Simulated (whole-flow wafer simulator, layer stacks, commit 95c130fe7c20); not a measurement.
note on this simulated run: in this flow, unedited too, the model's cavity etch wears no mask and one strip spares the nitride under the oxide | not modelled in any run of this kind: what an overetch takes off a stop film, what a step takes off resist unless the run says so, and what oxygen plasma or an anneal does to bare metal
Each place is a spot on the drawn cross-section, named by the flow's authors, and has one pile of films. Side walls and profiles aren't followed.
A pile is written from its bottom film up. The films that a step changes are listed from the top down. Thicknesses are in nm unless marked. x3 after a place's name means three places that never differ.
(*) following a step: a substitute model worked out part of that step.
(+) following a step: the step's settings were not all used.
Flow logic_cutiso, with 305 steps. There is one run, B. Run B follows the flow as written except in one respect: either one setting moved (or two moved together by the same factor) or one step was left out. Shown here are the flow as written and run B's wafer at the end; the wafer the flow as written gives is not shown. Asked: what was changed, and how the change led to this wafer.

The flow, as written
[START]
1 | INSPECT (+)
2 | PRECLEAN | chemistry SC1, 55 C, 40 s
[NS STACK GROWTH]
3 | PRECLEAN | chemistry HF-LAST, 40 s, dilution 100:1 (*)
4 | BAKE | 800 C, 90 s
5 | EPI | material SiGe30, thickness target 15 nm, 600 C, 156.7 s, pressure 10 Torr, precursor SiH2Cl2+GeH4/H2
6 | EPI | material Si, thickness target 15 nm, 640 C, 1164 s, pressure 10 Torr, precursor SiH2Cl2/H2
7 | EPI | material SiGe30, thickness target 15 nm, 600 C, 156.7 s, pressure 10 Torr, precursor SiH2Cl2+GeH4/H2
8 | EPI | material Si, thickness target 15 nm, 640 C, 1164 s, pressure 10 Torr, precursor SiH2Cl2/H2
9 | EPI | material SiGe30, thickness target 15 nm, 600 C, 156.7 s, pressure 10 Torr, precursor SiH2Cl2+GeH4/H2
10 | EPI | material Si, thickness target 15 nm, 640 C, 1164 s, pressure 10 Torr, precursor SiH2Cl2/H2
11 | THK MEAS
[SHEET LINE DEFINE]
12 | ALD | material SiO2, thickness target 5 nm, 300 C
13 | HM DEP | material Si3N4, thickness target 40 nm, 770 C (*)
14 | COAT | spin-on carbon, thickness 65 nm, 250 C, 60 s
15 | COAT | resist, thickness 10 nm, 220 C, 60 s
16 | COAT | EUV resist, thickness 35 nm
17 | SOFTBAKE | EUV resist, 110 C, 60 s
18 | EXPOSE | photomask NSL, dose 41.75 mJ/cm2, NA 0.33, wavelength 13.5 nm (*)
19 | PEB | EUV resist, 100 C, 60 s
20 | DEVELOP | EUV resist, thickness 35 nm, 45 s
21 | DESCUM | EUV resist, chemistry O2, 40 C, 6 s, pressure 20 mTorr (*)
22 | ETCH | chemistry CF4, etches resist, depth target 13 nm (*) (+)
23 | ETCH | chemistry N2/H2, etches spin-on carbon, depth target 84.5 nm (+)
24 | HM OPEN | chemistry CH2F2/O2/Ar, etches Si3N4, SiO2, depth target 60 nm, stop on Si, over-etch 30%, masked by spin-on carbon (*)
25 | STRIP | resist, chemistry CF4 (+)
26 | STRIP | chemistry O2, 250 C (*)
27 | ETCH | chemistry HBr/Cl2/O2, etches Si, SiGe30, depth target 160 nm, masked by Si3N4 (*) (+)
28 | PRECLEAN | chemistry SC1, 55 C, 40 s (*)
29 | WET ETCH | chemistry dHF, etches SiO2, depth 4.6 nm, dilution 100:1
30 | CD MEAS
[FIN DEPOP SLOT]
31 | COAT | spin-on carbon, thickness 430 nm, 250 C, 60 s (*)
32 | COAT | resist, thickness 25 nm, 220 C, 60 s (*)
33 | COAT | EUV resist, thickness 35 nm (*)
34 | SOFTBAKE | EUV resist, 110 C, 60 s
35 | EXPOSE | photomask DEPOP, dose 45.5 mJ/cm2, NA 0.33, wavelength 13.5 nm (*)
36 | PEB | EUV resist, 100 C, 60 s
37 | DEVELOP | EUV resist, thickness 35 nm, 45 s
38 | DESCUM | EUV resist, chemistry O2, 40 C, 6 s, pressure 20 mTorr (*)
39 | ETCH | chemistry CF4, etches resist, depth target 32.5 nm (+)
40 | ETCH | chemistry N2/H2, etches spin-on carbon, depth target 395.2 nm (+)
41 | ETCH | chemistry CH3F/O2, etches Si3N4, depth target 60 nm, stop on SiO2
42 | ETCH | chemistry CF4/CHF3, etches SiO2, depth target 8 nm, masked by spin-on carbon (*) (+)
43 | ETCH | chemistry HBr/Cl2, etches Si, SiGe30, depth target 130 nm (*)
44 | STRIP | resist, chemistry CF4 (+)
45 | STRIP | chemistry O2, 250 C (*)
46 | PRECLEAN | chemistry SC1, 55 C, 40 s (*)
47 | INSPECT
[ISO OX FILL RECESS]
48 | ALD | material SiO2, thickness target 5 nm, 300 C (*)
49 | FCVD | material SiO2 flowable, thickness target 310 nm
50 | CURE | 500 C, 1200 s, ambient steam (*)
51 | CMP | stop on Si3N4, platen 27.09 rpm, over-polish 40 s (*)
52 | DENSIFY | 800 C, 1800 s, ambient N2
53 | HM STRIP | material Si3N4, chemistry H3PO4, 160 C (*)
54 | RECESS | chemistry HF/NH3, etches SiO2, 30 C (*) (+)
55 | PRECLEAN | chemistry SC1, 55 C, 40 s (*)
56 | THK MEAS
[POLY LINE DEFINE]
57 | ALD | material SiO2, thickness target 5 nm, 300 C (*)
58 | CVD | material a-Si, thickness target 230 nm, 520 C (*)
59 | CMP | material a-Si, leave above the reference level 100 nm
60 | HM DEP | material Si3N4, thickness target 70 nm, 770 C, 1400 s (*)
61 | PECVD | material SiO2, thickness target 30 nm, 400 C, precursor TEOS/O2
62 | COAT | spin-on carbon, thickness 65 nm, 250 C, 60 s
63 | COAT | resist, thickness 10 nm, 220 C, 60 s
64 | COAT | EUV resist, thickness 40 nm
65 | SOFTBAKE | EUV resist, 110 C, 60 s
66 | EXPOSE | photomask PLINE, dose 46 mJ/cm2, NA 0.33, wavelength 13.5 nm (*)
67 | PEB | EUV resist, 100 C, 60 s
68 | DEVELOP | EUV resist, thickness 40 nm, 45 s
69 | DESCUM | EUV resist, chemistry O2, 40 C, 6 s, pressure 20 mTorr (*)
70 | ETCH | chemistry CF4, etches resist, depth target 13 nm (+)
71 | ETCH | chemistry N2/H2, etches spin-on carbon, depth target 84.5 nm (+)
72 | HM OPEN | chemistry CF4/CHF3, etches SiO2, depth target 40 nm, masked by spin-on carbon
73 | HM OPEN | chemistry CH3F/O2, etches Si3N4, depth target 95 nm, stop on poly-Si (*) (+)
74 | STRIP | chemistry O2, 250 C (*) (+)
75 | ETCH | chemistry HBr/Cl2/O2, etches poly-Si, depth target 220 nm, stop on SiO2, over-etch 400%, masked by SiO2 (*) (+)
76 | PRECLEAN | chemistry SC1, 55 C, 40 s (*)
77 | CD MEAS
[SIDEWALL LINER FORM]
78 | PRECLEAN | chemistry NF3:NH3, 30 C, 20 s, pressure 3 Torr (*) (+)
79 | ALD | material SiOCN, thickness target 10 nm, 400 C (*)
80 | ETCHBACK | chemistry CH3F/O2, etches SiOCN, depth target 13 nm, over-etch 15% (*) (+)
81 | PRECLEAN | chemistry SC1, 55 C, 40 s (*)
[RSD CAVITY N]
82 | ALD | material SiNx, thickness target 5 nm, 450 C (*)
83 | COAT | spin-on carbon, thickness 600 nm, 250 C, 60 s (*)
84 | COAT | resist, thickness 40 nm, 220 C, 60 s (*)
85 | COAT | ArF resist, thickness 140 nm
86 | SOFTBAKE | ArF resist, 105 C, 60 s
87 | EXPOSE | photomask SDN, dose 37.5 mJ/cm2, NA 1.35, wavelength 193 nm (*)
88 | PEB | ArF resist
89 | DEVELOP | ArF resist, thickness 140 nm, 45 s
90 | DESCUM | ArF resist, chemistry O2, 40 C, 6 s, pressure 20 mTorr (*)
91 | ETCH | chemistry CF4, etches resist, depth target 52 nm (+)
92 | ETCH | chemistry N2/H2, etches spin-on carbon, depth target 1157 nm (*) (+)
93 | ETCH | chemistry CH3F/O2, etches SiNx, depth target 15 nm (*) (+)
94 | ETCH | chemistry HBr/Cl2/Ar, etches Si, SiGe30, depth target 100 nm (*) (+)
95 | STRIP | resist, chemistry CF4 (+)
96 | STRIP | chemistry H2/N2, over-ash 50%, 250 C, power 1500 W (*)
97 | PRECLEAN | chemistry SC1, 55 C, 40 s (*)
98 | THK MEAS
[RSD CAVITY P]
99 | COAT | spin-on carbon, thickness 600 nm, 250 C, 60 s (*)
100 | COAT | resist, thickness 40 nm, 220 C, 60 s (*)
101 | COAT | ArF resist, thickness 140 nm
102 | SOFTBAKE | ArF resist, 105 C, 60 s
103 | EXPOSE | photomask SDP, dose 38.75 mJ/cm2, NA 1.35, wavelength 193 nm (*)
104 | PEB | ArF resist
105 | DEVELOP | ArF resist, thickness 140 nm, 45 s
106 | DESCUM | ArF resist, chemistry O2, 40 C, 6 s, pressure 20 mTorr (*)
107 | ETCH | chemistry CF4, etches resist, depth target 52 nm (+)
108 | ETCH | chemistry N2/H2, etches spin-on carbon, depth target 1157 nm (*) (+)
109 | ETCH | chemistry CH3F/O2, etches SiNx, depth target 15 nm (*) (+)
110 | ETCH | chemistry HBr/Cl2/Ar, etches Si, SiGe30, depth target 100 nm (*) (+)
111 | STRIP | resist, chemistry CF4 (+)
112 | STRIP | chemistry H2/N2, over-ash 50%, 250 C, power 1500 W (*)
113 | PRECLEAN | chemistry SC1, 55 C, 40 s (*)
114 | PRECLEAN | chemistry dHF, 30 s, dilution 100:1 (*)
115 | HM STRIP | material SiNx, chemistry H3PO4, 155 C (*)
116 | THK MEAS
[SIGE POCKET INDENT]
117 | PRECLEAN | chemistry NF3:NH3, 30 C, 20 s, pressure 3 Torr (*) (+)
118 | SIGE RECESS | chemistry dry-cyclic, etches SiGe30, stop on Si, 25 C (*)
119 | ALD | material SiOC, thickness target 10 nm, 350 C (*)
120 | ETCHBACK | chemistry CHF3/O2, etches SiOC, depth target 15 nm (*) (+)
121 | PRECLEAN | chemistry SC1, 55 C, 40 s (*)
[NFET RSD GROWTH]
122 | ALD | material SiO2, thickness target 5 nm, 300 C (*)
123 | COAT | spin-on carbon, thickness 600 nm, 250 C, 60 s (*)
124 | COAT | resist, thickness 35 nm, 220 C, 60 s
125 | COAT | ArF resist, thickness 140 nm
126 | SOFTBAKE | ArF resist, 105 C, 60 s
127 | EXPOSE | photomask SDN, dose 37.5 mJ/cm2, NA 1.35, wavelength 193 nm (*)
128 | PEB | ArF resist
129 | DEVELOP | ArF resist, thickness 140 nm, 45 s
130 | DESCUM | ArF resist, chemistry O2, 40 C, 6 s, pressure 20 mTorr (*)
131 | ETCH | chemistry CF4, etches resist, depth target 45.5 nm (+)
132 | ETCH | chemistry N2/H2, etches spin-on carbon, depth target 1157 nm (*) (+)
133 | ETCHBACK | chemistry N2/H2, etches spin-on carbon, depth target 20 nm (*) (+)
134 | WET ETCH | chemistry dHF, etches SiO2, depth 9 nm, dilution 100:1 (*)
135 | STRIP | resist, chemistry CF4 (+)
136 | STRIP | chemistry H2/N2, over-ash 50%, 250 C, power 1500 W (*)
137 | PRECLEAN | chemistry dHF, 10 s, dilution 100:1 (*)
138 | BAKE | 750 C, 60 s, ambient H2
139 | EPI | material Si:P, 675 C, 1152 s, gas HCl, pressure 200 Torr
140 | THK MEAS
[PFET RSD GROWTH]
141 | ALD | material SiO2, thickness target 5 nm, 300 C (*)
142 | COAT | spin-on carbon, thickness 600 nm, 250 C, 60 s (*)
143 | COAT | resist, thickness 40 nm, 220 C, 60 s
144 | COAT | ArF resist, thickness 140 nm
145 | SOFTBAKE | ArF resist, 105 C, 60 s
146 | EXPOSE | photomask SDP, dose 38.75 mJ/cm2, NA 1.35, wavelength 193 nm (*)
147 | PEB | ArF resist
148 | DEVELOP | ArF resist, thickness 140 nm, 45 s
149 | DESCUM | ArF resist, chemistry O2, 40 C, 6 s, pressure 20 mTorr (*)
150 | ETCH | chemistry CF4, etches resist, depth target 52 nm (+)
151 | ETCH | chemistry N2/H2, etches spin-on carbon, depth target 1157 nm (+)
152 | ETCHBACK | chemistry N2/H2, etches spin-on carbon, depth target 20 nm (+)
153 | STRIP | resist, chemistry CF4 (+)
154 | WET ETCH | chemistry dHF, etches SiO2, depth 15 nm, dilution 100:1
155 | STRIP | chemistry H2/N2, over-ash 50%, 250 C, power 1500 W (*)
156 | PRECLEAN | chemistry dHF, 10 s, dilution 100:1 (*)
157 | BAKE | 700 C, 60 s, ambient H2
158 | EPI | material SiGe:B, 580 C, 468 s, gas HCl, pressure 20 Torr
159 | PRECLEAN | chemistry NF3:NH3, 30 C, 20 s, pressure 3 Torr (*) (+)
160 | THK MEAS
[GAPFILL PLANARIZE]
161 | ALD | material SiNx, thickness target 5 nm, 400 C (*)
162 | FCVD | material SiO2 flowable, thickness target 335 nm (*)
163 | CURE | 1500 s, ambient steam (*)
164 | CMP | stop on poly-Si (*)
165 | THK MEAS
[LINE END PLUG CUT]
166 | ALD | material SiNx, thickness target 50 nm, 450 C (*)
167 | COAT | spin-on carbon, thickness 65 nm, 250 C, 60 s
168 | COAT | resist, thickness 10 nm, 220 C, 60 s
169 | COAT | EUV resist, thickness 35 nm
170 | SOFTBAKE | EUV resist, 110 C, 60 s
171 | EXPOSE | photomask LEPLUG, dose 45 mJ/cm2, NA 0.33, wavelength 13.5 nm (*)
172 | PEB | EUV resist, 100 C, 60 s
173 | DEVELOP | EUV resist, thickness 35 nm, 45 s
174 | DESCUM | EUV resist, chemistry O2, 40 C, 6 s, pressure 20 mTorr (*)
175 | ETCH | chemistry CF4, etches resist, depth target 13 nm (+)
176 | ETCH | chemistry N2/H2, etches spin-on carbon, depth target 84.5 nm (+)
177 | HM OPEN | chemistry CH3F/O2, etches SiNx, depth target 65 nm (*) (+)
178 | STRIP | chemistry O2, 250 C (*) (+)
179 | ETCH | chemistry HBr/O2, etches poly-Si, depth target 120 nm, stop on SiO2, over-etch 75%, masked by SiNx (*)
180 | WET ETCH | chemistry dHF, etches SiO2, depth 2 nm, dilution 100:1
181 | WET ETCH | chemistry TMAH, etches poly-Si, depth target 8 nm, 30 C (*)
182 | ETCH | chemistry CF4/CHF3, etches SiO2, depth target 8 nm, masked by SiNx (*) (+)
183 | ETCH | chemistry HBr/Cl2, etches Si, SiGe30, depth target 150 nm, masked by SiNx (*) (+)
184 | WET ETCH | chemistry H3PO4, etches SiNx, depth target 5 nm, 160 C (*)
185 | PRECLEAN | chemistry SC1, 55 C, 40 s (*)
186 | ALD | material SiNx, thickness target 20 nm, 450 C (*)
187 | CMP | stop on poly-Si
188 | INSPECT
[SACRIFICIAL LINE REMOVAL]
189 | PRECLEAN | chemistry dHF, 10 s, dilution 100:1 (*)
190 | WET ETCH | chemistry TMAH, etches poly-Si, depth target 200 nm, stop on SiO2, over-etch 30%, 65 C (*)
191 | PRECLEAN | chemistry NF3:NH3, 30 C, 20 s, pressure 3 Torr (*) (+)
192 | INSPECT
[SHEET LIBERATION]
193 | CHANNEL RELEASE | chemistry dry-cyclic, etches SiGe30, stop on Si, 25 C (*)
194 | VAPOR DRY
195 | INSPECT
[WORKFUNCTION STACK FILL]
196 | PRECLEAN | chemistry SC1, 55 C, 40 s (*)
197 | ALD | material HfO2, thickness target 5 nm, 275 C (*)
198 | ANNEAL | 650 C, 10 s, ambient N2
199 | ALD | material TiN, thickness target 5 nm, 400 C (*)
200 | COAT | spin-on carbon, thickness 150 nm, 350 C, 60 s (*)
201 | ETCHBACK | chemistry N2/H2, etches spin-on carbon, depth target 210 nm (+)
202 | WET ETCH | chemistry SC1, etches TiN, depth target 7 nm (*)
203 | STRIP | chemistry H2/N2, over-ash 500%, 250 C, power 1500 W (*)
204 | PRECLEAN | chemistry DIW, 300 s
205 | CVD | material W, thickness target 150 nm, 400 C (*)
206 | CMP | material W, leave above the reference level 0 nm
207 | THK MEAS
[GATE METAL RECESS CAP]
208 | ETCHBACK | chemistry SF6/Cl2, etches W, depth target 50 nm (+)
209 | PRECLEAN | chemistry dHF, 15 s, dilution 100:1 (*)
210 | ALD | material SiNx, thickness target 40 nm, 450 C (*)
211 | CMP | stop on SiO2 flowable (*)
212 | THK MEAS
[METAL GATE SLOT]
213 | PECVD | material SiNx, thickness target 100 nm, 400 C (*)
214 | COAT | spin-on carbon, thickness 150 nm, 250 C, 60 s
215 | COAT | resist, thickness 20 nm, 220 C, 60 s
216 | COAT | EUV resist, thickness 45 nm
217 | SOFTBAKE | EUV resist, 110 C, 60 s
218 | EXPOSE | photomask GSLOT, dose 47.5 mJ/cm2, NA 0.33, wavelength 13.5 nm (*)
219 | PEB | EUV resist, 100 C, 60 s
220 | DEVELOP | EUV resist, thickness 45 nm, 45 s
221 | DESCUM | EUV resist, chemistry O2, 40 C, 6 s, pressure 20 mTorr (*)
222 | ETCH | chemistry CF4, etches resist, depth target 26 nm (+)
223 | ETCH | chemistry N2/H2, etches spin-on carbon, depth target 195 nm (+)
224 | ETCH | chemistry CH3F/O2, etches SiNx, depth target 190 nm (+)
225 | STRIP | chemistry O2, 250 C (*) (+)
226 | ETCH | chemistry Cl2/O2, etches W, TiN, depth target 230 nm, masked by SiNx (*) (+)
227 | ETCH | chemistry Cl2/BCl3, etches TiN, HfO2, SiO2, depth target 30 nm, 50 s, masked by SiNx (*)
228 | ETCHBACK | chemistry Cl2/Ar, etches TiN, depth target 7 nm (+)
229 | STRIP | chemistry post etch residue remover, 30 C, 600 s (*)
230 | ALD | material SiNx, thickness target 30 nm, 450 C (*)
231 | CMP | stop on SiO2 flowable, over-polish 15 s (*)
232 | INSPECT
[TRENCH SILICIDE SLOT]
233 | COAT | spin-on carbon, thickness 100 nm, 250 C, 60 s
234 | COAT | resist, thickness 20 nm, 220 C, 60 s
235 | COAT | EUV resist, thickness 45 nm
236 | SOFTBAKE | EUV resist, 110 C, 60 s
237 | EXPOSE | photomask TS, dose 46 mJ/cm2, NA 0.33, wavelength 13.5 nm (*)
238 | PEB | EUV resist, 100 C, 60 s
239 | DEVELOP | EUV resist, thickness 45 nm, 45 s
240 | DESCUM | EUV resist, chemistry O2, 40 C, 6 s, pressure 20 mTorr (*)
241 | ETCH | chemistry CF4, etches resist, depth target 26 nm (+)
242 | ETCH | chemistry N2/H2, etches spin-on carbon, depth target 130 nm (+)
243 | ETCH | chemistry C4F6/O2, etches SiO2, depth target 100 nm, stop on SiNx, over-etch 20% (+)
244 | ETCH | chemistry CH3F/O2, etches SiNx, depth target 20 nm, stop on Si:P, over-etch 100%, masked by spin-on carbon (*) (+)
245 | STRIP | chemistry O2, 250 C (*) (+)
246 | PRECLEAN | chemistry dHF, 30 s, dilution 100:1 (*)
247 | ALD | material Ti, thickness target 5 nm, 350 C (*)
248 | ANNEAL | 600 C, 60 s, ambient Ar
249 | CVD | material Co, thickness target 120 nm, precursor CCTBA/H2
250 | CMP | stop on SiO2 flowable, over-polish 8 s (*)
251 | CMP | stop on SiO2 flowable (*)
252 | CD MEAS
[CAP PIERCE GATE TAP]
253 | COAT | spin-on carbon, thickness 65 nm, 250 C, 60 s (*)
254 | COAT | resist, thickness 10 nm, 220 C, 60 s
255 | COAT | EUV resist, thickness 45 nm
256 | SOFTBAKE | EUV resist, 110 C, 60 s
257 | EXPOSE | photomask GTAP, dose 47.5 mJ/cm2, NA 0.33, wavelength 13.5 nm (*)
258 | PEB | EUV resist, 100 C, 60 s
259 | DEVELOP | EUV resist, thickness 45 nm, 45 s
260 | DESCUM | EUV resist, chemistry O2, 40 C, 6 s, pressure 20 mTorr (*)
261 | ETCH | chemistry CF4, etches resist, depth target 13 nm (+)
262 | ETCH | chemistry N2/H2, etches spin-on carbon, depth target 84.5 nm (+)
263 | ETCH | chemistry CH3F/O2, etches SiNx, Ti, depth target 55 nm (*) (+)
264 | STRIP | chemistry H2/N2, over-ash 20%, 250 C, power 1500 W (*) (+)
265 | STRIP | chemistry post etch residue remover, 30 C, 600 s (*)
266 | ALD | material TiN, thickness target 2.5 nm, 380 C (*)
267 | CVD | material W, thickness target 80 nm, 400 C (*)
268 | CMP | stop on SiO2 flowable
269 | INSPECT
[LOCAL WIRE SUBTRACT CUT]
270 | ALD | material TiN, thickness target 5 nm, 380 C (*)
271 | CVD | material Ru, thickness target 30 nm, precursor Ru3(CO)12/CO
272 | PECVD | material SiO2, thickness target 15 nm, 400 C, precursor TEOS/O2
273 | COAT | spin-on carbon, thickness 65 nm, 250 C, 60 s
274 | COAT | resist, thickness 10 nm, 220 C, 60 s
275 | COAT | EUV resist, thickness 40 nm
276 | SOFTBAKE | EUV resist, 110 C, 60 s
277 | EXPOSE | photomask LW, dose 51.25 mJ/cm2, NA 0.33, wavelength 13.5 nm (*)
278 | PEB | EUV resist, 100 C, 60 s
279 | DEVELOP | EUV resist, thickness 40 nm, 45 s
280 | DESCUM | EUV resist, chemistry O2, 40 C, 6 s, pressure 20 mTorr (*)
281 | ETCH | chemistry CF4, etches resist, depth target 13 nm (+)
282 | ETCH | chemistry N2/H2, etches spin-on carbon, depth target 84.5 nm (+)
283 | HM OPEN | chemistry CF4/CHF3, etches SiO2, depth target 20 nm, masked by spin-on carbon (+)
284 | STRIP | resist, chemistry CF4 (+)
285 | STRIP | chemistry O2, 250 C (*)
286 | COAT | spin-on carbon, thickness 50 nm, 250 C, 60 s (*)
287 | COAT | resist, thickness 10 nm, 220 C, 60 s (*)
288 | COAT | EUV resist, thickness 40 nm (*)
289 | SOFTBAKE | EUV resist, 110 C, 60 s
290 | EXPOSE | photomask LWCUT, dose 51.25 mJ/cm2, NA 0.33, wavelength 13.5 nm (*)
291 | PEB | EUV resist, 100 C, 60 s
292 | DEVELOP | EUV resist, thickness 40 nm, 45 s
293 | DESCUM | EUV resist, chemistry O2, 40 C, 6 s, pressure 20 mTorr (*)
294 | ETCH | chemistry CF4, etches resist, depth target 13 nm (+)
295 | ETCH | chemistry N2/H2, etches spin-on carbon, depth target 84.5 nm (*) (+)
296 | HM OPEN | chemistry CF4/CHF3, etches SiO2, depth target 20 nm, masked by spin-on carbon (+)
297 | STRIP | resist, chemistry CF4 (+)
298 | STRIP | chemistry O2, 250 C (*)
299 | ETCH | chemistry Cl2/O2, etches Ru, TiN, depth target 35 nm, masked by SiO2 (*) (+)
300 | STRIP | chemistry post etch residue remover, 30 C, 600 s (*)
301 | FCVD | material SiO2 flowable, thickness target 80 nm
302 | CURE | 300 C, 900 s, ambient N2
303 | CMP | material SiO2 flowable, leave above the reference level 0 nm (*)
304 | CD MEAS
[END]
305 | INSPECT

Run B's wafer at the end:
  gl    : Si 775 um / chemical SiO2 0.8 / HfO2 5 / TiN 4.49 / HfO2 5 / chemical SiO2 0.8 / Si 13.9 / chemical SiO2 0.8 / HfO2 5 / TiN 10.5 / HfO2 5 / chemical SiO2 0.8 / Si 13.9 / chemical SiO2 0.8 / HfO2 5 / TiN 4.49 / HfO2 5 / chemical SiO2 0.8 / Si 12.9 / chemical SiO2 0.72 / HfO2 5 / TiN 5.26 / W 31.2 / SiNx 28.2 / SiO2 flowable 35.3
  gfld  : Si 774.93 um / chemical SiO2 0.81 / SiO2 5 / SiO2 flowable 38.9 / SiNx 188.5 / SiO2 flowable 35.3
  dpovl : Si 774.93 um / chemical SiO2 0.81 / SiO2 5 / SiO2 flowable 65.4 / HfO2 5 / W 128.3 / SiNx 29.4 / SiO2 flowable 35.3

What caused this: step 7, EPI: thickness target 21 nm was run, though the flow has thickness target 15 nm; step 7, EPI: 219.4 s was run, where the flow has 156.7 s.

Step by step, how the change led to this:
  7 | EPI | material SiGe30, thickness target 15 nm, 600 C, 156.7 s, pressure 10 Torr, precursor SiH2Cl2+GeH4/H2
      depop, dpovl, gfld and 19 more: SiGe30 gains 21 (new film) (as written it would have been: SiGe30 gains 15 (new film))
  27 | ETCH | chemistry HBr/Cl2/O2, etches Si, SiGe30, depth target 160 nm, masked by Si3N4 (*) (+)
      gfld, gxf, iso, lnri: chemical SiO2 loses 0.79 (all of it), Si loses 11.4 (all of it), SiGe30 loses 15 (all of it), Si loses 15 (all of it), SiGe30 loses 21 (all of it), Si loses 15 (all of it), SiGe30 loses 15 (all of it), Si loses 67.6 (as written it would have been: chemical SiO2 loses 0.79 (all of it), Si loses 11.4 (all of it), SiGe30 loses 15 (all of it), Si loses 15 (all of it), SiGe30 loses 15 (all of it), Si loses 15 (all of it), SiGe30 loses 15 (all of it), Si loses 73.6)
      dpovl, nsgap: chemical SiO2 loses 0.79 (all of it), Si loses 11.8 (all of it), SiGe30 loses 15 (all of it), Si loses 15 (all of it), SiGe30 loses 21 (all of it), Si loses 15 (all of it), SiGe30 loses 15 (all of it), Si loses 67.2 (as written it would have been: chemical SiO2 loses 0.79 (all of it), Si loses 11.8 (all of it), SiGe30 loses 15 (all of it), Si loses 15 (all of it), SiGe30 loses 15 (all of it), Si loses 15 (all of it), SiGe30 loses 15 (all of it), Si loses 73.2)
      (also at 1 further place)
  43 | ETCH | chemistry HBr/Cl2, etches Si, SiGe30, depth target 130 nm (*)
      depop: Si loses 14 (all of it), SiGe30 loses 15 (all of it), Si loses 15 (all of it), SiGe30 loses 21 (all of it), Si loses 15 (all of it), SiGe30 loses 15 (all of it), Si loses 35 (as written it would have been: Si loses 14 (all of it), SiGe30 loses 15 (all of it), Si loses 15 (all of it), SiGe30 loses 15 (all of it), Si loses 15 (all of it), SiGe30 loses 15 (all of it), Si loses 41)
  94 | ETCH | chemistry HBr/Cl2/Ar, etches Si, SiGe30, depth target 100 nm (*) (+)
      rsdn, rsdx: chemical SiO2 loses 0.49 (all of it), Si loses 12.8 (all of it), SiGe30 loses 15 (all of it), Si loses 15 (all of it), SiGe30 loses 21 (all of it), Si loses 15 (all of it), SiGe30 loses 15 (all of it), Si loses 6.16 (as written it would have been: chemical SiO2 loses 0.49 (all of it), Si loses 12.8 (all of it), SiGe30 loses 15 (all of it), Si loses 15 (all of it), SiGe30 loses 15 (all of it), Si loses 15 (all of it), SiGe30 loses 15 (all of it), Si loses 12.2)
  110 | ETCH | chemistry HBr/Cl2/Ar, etches Si, SiGe30, depth target 100 nm (*) (+)
      rsdp, rsdw: chemical SiO2 loses 0.49 (all of it), Si loses 12.8 (all of it), SiGe30 loses 15 (all of it), Si loses 15 (all of it), SiGe30 loses 21 (all of it), Si loses 15 (all of it), SiGe30 loses 15 (all of it), Si loses 6.16 (as written it would have been: chemical SiO2 loses 0.49 (all of it), Si loses 12.8 (all of it), SiGe30 loses 15 (all of it), Si loses 15 (all of it), SiGe30 loses 15 (all of it), Si loses 15 (all of it), SiGe30 loses 15 (all of it), Si loses 12.2)
  118 | SIGE RECESS | chemistry dry-cyclic, etches SiGe30, stop on Si, 25 C (*)
      lnr, lnrp, lnrt: SiOCN loses 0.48, Si loses 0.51, cavity gains 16 (new film), SiGe30 loses 15 (all of it), Si loses 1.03, cavity gains 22 (new film), SiGe30 loses 21 (all of it), Si loses 1.03, cavity gains 16 (new film), SiGe30 loses 15 (all of it), Si loses 0.51 (as written it would have been: SiOCN loses 0.48, Si loses 0.51, cavity gains 16 (new film), SiGe30 loses 15 (all of it), Si loses 1.03, cavity gains 16 (new film), SiGe30 loses 15 (all of it), Si loses 1.03, cavity gains 16 (new film), SiGe30 loses 15 (all of it), Si loses 0.51)
  119 | ALD | material SiOC, thickness target 10 nm, 350 C (*)
      lnr, lnrp, lnrt: SiOC gains 10 (new film), SiOC gains 16 (new film), cavity loses 16 (all of it), SiOC gains 22 (new film), cavity loses 22 (all of it), SiOC gains 16 (new film), cavity loses 16 (all of it) (as written it would have been: SiOC gains 10 (new film), SiOC gains 16 (new film), cavity loses 16 (all of it), SiOC gains 16 (new film), cavity loses 16 (all of it), SiOC gains 16 (new film), cavity loses 16 (all of it))
  183 | ETCH | chemistry HBr/Cl2, etches Si, SiGe30, depth target 150 nm, masked by SiNx (*) (+)
      plug: Si loses 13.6 (all of it), SiGe30 loses 15 (all of it), Si loses 15 (all of it), SiGe30 loses 21 (all of it), Si loses 15 (all of it), SiGe30 loses 15 (all of it), Si loses 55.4 (as written it would have been: Si loses 13.6 (all of it), SiGe30 loses 15 (all of it), Si loses 15 (all of it), SiGe30 loses 15 (all of it), Si loses 15 (all of it), SiGe30 loses 15 (all of it), Si loses 61.4)
  193 | CHANNEL RELEASE | chemistry dry-cyclic, etches SiGe30, stop on Si, 25 C (*)
      gl, glp, gxn, gxp, ns, tap: chemical SiO2 gains 0.8 (new film), Si loses 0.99, chemical SiO2 gains 0.8 (new film), cavity gains 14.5 (new film), chemical SiO2 gains 0.8 (new film), SiGe30 loses 15 (all of it), Si loses 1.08, chemical SiO2 gains 0.8 (new film), cavity gains 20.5 (new film), chemical SiO2 gains 0.8 (new film), SiGe30 loses 21 (all of it), Si loses 1.08, chemical SiO2 gains 0.8 (new film), cavity gains 14.5 (new film), chemical SiO2 gains 0.8 (new film), SiGe30 loses 15 (all of it), Si loses 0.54 (as written it would have been: chemical SiO2 gains 0.8 (new film), Si loses 0.99, chemical SiO2 gains 0.8 (new film), cavity gains 14.5 (new film), chemical SiO2 gains 0.8 (new film), SiGe30 loses 15 (all of it), Si loses 1.08, chemical SiO2 gains 0.8 (new film), cavity gains 14.5 (new film), chemical SiO2 gains 0.8 (new film), SiGe30 loses 15 (all of it), Si loses 1.08, chemical SiO2 gains 0.8 (new film), cavity gains 14.5 (new film), chemical SiO2 gains 0.8 (new film), SiGe30 loses 15 (all of it), Si loses 0.54)
  199 | ALD | material TiN, thickness target 5 nm, 400 C (*)
      gl, glp, tap: TiN gains 5.26 (new film), TiN gains 4.49 (new film), cavity loses 4.49 (all of it), TiN gains 10.5 (new film), cavity loses 10.5 (all of it), TiN gains 4.49 (new film), cavity loses 4.49 (all of it) (as written it would have been: TiN gains 5.26 (new film), TiN gains 4.49 (new film), cavity loses 4.49 (all of it), TiN gains 4.49 (new film), cavity loses 4.49 (all of it), TiN gains 4.49 (new film), cavity loses 4.49 (all of it))
      gxn, gxp, ns: TiN gains 5 (new film), TiN gains 4.49 (new film), cavity loses 4.49 (all of it), TiN gains 10.5 (new film), cavity loses 10.5 (all of it), TiN gains 4.49 (new film), cavity loses 4.49 (all of it) (as written it would have been: TiN gains 5 (new film), TiN gains 4.49 (new film), cavity loses 4.49 (all of it), TiN gains 4.49 (new film), cavity loses 4.49 (all of it), TiN gains 4.49 (new film), cavity loses 4.49 (all of it))
